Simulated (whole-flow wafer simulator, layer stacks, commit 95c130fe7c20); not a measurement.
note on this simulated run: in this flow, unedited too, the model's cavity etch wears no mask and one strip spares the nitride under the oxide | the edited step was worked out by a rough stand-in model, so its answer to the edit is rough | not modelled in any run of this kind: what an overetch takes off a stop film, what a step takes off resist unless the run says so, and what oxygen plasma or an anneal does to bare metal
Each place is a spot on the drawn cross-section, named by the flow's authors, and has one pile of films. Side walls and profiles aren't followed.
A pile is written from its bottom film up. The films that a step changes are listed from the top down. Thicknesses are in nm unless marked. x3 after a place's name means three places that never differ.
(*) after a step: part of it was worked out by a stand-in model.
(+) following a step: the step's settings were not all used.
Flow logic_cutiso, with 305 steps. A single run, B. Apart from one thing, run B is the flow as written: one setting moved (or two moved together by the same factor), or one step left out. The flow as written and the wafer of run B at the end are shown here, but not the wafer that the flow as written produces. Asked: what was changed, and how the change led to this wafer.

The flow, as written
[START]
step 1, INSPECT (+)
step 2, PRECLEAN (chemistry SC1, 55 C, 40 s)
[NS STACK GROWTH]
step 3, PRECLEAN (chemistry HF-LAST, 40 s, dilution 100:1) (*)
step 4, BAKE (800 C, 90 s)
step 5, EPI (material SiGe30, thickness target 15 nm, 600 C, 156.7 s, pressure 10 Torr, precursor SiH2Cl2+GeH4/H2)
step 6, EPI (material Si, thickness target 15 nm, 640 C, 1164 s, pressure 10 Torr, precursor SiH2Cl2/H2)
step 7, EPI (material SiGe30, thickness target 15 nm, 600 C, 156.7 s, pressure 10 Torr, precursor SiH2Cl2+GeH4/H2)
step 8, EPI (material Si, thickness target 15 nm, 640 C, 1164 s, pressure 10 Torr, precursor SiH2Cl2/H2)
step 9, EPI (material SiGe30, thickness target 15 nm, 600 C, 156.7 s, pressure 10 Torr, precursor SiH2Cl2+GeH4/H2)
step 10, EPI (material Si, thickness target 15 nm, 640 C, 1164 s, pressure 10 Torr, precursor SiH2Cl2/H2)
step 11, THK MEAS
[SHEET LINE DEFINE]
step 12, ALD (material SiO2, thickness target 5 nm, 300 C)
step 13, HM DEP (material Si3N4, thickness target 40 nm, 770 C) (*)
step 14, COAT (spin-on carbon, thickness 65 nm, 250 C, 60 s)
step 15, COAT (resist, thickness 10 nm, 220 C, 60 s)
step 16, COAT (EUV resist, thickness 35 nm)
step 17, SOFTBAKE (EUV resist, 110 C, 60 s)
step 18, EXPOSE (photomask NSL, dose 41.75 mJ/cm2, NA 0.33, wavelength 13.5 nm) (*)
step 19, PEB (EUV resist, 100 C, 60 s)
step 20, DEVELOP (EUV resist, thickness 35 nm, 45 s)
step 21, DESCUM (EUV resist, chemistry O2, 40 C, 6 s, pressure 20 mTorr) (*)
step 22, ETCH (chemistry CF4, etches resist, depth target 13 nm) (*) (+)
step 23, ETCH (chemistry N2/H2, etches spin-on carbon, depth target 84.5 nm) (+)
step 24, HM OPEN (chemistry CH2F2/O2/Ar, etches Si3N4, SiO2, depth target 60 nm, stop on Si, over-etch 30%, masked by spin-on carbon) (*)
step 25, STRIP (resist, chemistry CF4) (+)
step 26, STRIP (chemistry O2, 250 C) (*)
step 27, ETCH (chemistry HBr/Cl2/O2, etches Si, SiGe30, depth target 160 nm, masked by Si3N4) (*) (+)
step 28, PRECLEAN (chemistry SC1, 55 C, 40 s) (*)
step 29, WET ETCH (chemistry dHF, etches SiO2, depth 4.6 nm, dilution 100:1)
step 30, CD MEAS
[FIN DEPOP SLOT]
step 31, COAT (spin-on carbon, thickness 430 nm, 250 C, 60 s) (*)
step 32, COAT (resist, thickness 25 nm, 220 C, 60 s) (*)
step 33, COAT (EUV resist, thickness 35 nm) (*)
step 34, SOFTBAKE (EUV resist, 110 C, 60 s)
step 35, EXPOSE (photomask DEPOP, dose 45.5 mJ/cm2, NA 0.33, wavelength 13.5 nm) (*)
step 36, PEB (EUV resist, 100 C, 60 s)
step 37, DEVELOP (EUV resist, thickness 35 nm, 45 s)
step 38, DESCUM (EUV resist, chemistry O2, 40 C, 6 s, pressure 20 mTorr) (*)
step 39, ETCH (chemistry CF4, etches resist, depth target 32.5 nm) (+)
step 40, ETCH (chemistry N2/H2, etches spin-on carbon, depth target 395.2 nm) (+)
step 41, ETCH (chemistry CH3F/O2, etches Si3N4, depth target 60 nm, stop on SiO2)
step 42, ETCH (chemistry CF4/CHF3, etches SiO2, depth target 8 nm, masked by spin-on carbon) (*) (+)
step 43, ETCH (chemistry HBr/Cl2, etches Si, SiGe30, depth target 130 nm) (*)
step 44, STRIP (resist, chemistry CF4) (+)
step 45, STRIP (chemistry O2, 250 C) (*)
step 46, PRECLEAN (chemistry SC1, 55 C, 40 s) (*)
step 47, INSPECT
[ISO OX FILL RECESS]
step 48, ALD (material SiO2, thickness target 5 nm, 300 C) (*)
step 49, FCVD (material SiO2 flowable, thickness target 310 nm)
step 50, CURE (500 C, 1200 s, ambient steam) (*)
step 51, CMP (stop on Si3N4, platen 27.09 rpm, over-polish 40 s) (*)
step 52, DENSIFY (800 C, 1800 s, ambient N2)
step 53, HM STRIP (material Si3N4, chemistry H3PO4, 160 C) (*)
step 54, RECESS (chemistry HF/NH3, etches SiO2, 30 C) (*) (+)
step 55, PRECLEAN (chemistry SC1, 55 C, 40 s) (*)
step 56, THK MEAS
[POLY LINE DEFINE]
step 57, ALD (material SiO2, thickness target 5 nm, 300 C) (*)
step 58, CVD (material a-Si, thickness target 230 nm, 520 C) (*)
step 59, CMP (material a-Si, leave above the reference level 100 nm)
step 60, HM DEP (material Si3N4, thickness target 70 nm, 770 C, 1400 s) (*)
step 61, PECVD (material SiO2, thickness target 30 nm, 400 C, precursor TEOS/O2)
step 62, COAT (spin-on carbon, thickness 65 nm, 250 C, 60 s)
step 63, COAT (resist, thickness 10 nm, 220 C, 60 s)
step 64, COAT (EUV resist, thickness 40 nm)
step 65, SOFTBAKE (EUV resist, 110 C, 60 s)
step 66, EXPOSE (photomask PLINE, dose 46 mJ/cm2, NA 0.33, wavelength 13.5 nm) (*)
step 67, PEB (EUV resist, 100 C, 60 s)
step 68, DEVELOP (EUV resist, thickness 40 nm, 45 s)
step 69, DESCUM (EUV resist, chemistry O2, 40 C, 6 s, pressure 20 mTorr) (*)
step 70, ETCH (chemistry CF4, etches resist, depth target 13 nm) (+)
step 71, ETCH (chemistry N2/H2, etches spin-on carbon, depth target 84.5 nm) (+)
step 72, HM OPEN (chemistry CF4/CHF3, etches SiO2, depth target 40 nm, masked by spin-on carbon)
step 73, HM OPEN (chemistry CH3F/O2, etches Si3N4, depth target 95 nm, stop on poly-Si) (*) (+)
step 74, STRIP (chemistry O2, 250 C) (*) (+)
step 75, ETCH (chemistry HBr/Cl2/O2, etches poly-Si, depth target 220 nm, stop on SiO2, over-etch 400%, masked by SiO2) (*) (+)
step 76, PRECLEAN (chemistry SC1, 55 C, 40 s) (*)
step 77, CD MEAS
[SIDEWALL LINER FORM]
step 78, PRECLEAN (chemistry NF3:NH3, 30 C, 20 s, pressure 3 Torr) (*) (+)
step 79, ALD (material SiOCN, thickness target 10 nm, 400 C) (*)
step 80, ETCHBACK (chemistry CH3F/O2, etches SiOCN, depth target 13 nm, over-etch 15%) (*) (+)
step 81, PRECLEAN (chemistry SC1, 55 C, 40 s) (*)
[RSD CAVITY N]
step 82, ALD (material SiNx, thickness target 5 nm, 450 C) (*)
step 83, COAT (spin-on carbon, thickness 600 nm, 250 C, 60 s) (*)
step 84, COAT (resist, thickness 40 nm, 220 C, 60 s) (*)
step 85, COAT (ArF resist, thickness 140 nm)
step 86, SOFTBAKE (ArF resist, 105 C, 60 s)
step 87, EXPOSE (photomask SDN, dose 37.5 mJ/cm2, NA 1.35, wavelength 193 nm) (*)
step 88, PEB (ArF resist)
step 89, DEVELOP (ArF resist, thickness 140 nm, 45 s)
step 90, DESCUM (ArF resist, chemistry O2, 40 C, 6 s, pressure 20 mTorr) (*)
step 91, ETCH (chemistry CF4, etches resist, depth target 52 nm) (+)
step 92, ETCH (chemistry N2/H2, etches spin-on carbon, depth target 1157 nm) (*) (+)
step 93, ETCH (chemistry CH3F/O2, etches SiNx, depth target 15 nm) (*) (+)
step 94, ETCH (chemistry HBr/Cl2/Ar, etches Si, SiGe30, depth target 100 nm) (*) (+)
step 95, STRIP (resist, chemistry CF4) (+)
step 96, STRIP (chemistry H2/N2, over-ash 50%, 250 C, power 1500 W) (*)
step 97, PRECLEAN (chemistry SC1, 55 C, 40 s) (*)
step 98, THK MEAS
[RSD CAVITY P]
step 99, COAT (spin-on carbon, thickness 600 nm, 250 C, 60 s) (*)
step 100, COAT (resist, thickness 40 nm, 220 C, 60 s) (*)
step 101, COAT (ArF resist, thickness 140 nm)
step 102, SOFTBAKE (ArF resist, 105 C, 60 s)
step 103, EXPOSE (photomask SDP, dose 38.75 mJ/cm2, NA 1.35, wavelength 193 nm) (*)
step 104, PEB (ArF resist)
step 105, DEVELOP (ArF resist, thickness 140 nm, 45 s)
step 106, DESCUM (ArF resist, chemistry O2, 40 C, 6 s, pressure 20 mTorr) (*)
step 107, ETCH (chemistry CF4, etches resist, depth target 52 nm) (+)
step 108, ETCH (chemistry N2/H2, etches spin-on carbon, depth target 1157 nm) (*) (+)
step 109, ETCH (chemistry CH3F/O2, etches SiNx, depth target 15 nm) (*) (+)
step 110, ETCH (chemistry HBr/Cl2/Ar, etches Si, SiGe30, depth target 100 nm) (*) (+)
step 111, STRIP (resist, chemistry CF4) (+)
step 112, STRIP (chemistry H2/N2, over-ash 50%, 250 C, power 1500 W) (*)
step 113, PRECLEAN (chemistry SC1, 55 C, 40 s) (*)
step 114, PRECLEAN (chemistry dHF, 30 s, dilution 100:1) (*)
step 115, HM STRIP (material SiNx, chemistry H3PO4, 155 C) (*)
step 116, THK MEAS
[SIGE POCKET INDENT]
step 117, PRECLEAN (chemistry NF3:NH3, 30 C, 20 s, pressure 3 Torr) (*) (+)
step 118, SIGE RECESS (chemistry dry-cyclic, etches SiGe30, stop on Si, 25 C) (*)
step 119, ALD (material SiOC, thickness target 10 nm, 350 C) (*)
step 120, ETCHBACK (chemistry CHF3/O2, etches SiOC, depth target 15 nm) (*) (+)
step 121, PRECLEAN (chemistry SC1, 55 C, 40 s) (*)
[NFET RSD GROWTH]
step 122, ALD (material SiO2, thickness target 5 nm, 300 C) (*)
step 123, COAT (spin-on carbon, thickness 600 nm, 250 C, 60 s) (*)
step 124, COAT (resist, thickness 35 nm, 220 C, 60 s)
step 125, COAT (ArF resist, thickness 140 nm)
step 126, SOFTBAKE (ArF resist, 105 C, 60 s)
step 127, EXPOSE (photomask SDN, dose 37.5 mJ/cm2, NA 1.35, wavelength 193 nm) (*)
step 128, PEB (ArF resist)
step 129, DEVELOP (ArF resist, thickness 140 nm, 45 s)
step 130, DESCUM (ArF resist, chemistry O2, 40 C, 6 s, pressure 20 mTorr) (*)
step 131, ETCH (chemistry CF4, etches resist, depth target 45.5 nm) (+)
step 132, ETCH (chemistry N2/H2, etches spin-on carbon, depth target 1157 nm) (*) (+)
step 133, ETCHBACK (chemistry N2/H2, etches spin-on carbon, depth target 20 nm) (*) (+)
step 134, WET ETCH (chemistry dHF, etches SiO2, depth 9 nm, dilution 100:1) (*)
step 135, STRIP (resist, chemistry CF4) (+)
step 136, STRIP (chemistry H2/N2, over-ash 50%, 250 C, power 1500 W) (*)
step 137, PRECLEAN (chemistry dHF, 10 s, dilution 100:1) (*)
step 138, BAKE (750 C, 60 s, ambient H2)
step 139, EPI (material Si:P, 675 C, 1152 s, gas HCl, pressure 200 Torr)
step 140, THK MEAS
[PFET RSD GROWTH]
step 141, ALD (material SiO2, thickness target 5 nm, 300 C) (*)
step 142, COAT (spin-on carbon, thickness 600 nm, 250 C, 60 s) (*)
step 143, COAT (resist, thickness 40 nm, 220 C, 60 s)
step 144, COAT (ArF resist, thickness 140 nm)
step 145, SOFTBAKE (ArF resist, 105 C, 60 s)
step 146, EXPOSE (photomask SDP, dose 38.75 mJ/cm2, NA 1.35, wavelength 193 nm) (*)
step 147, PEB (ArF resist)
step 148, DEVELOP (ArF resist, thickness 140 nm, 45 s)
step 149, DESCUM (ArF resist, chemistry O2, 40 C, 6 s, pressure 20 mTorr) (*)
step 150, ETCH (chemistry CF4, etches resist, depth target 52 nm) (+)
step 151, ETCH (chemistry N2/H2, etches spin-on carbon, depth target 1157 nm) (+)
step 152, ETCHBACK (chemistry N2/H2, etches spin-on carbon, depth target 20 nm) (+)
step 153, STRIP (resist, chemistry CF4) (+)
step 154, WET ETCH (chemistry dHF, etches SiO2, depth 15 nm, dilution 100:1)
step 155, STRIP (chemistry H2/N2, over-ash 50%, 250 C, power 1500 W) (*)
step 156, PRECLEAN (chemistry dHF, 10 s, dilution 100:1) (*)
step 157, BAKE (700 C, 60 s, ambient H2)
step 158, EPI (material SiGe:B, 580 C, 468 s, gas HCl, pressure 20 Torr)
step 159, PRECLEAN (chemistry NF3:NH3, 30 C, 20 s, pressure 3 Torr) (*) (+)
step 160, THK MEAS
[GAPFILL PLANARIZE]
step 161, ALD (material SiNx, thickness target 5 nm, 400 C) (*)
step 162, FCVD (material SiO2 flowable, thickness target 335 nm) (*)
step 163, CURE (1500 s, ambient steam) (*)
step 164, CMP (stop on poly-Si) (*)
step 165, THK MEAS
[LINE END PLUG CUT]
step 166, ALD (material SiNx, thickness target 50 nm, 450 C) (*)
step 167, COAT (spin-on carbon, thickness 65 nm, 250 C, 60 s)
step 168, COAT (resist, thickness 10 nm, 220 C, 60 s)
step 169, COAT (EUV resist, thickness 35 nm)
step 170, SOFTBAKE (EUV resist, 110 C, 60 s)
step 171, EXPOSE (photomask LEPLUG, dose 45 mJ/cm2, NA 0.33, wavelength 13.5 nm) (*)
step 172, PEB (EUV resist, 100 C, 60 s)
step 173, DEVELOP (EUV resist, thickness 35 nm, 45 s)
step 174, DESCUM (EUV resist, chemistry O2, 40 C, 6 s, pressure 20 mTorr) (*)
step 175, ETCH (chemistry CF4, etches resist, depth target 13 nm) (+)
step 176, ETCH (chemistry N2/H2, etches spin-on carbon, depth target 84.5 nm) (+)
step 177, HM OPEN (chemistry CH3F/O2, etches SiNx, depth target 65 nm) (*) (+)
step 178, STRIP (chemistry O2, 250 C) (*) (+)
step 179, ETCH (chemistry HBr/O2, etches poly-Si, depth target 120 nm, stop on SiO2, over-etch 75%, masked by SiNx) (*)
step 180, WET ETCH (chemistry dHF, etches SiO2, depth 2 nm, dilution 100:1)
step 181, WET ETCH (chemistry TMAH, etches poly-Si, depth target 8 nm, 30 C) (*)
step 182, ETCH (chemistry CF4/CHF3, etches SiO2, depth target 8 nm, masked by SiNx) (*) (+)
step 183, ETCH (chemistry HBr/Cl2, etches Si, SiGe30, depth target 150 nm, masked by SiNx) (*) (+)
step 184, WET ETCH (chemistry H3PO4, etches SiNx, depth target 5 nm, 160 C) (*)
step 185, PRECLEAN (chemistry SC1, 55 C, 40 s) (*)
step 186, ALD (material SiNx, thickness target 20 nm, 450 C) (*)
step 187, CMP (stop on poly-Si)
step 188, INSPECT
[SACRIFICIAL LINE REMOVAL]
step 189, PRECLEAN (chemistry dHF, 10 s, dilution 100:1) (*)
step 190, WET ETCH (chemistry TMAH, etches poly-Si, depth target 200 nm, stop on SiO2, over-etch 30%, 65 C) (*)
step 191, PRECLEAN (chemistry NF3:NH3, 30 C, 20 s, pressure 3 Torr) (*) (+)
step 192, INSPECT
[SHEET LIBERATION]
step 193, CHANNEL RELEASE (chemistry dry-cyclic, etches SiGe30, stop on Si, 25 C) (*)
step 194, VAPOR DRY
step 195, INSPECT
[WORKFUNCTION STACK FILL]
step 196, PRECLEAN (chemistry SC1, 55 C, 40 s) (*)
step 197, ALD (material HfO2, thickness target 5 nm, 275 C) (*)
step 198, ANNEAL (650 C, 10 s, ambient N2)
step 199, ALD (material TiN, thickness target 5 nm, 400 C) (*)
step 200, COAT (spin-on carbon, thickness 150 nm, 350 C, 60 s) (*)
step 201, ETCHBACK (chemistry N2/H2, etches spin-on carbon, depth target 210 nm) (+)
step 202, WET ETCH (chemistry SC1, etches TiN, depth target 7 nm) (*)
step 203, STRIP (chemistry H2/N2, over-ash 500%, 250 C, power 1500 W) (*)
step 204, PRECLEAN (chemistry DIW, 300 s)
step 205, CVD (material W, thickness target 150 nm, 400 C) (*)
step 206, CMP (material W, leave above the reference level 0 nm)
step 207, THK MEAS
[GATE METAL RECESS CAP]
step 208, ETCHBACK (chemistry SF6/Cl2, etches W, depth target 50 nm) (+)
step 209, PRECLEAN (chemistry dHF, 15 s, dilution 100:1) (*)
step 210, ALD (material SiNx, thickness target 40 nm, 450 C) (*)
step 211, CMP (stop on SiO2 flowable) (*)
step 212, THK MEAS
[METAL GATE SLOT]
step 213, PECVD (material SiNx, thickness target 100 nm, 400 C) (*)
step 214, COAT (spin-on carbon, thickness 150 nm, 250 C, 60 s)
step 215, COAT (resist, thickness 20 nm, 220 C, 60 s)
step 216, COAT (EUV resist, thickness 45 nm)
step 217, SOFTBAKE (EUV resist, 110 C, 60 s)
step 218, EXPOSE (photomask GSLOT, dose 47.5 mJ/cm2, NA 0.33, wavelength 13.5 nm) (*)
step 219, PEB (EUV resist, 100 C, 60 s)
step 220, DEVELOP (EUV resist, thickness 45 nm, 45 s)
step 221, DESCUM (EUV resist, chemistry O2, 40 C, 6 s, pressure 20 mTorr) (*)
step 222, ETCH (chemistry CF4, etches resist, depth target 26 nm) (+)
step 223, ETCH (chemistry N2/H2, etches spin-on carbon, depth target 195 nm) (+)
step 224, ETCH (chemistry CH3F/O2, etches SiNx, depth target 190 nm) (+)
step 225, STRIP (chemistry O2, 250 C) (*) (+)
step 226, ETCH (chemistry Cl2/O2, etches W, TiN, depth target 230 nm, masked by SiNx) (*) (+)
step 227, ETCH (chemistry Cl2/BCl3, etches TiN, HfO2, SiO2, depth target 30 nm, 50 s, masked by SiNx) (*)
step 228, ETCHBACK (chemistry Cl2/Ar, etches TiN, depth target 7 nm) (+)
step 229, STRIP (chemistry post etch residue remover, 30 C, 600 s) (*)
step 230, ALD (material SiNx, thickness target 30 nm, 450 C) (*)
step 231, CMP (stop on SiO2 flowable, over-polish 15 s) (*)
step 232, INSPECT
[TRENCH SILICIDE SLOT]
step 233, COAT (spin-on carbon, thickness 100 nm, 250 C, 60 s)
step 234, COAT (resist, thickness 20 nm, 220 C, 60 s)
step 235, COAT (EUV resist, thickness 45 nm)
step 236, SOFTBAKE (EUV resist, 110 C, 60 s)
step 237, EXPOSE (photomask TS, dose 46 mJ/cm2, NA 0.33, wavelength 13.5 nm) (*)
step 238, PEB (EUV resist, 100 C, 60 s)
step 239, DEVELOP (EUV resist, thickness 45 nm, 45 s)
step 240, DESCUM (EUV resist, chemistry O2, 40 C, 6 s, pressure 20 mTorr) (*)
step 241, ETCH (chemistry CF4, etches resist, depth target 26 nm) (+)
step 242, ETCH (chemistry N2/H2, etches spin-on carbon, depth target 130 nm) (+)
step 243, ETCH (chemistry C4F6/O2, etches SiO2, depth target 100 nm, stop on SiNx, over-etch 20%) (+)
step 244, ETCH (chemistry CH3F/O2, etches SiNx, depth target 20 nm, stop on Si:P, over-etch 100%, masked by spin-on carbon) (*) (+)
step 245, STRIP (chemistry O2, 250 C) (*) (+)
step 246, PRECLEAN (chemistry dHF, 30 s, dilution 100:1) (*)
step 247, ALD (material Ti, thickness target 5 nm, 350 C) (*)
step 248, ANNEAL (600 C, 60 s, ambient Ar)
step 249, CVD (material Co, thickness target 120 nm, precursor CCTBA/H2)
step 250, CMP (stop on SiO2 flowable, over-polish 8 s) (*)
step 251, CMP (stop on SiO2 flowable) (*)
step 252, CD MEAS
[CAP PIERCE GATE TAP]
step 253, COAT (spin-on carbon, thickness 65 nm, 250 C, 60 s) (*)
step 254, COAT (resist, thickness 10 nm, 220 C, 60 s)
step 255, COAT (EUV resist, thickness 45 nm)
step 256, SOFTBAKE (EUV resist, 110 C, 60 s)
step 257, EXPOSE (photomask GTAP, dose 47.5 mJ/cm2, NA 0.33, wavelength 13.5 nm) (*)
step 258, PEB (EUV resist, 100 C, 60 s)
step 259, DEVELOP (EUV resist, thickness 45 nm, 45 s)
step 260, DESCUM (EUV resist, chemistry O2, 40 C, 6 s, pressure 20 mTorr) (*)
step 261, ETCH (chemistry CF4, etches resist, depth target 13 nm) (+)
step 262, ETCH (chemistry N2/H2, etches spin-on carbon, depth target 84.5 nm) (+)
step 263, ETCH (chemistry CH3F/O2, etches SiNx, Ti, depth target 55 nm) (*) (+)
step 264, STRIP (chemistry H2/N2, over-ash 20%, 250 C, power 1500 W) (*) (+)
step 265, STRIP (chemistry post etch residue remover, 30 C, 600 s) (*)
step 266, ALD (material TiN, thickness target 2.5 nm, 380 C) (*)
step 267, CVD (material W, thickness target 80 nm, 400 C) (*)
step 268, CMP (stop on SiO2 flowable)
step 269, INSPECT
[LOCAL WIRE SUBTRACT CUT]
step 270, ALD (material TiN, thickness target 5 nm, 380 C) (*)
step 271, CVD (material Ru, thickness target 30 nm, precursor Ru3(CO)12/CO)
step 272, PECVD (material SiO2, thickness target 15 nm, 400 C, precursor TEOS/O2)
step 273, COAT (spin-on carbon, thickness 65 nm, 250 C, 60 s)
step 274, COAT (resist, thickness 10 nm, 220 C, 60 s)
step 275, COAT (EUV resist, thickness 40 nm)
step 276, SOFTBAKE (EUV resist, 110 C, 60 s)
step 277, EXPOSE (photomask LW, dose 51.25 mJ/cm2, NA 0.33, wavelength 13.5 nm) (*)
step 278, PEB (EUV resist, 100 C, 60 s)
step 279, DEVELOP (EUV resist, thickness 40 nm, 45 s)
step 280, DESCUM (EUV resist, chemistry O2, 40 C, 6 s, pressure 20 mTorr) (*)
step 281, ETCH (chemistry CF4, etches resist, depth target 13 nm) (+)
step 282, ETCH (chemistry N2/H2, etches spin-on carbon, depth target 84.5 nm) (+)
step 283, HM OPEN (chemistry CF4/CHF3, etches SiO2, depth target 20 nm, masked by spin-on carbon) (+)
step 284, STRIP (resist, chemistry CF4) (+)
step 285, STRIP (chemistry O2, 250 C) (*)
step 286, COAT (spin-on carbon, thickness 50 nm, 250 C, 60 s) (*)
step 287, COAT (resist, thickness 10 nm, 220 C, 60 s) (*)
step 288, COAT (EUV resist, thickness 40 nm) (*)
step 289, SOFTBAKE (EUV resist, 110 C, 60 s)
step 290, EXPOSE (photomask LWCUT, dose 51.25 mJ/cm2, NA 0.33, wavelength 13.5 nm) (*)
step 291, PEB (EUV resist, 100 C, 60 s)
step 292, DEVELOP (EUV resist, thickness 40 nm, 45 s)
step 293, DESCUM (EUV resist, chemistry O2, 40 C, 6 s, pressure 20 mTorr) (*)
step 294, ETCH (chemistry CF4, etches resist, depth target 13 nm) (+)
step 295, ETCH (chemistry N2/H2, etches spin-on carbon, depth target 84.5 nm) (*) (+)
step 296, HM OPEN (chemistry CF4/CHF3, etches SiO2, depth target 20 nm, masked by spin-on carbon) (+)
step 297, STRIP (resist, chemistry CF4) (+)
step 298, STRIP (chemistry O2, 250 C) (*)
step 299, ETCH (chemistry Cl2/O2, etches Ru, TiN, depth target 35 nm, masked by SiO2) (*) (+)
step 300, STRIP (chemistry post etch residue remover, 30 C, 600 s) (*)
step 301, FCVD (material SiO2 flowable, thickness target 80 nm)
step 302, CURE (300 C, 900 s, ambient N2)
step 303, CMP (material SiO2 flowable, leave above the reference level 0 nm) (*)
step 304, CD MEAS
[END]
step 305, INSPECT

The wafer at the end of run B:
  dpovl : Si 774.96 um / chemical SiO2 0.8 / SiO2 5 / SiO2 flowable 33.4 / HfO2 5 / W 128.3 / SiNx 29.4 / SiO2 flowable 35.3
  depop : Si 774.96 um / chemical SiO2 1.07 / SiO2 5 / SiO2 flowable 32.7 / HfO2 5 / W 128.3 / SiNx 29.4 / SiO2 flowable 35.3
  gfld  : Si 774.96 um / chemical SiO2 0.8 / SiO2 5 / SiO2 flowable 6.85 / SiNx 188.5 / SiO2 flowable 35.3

What caused this: step 27, ETCH: depth target 128 nm was run, while the flow as written has depth target 160 nm.

Step by step, how the change led to this:
  step 27, ETCH (chemistry HBr/Cl2/O2, etches Si, SiGe30, depth target 160 nm, masked by Si3N4) (*) (+)
      depop, gl, glp and 12 more: -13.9 Si3N4 (as written it would have been: -16.8 Si3N4)
      gfld, gxf, iso, lnri: -0.79 chemical SiO2 (all of it), -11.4 Si (all of it), -15 SiGe30 (all of it), -15 Si (all of it), -15 SiGe30 (all of it), -15 Si (all of it), -15 SiGe30 (all of it), -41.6 Si (as written it would have been: -0.79 chemical SiO2 (all of it), -11.4 Si (all of it), -15 SiGe30 (all of it), -15 Si (all of it), -15 SiGe30 (all of it), -15 Si (all of it), -15 SiGe30 (all of it), -73.6 Si)
      (also at 3 further places)
  step 31, COAT (spin-on carbon, thickness 430 nm, 250 C, 60 s) (*)
      depop, ns: +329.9 spin-on carbon (new film) (as written it would have been: +312 spin-on carbon (new film))
      dpovl, nsgap: +492.5 spin-on carbon (new film) (as written it would have been: +503.7 spin-on carbon (new film))
      (also at 8 further places)
  step 40, ETCH (chemistry N2/H2, etches spin-on carbon, depth target 395.2 nm) (+)
      depop: -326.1 spin-on carbon (all of it), -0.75 Si3N4 (as written it would have been: -308.2 spin-on carbon (all of it), -0.95 Si3N4)
  step 41, ETCH (chemistry CH3F/O2, etches Si3N4, depth target 60 nm, stop on SiO2)
      gfld, gl, glp and 17 more: -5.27 resist (as written it would have been: -4.65 resist)
      depop: -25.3 Si3N4 (all of it), -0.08 SiO2 (as written it would have been: -22.2 Si3N4 (all of it), -0.08 SiO2)
      (also at 1 further place)
  step 42, ETCH (chemistry CF4/CHF3, etches SiO2, depth target 8 nm, masked by spin-on carbon) (*) (+)
      gfld: -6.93 resist (all of it), -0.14 spin-on carbon (as written it would have been: -7.38 resist)
      gxf: -6.66 resist (all of it), -0.23 spin-on carbon (as written it would have been: -7.42 resist (all of it))
      (also at 15 further places)
  step 45, STRIP (chemistry O2, 250 C) (*)
      gfld, lnri: +0.81 chemical SiO2 (new film), -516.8 spin-on carbon (all of it), -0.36 Si (as written it would have been: +0.82 chemical SiO2 (new film), -538.7 spin-on carbon (all of it), -0.36 Si)
      glp, tap: -355 spin-on carbon (all of it) (as written it would have been: -347.6 spin-on carbon (all of it))
      (also at 17 further places)
  step 49, FCVD (material SiO2 flowable, thickness target 310 nm)
      gl, glp, gxn and 10 more: +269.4 SiO2 flowable (new film) (as written it would have been: +262.2 SiO2 flowable (new film))
      gfld, gxf, iso, lnri: +432 SiO2 flowable (new film) (as written it would have been: +453.9 SiO2 flowable (new film))
      (also at 5 further places)
  step 51, CMP (stop on Si3N4, platen 27.09 rpm, over-polish 40 s) (*)
      gxn, gxp: -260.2 SiO2 flowable (all of it), -5 SiO2 (all of it), -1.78 Si3N4 (as written it would have been: -253 SiO2 flowable (all of it), -5 SiO2 (all of it), -1.78 Si3N4)
      iso, lnri: -266.7 SiO2 flowable (as written it would have been: -259.5 SiO2 flowable)
      (also at 18 further places)
  step 52, DENSIFY (800 C, 1800 s, ambient N2)
      gfld, gxf, iso, lnri: -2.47 SiO2 flowable (as written it would have been: -3.15 SiO2 flowable)
  step 53, HM STRIP (material Si3N4, chemistry H3PO4, 160 C) (*)
      gl, glp, gxn and 11 more: -24.3 Si3N4 (all of it), -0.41 SiO2 (as written it would have been: -21.4 Si3N4 (all of it), -0.36 SiO2)
  step 54, RECESS (chemistry HF/NH3, etches SiO2, 30 C) (*) (+)
      gfld, gxf, iso, lnri: -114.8 SiO2 flowable (as written it would have been: -111.4 SiO2 flowable)
      depop: -114.5 SiO2 flowable (as written it would have been: -111.9 SiO2 flowable)
      (also at 3 further places)
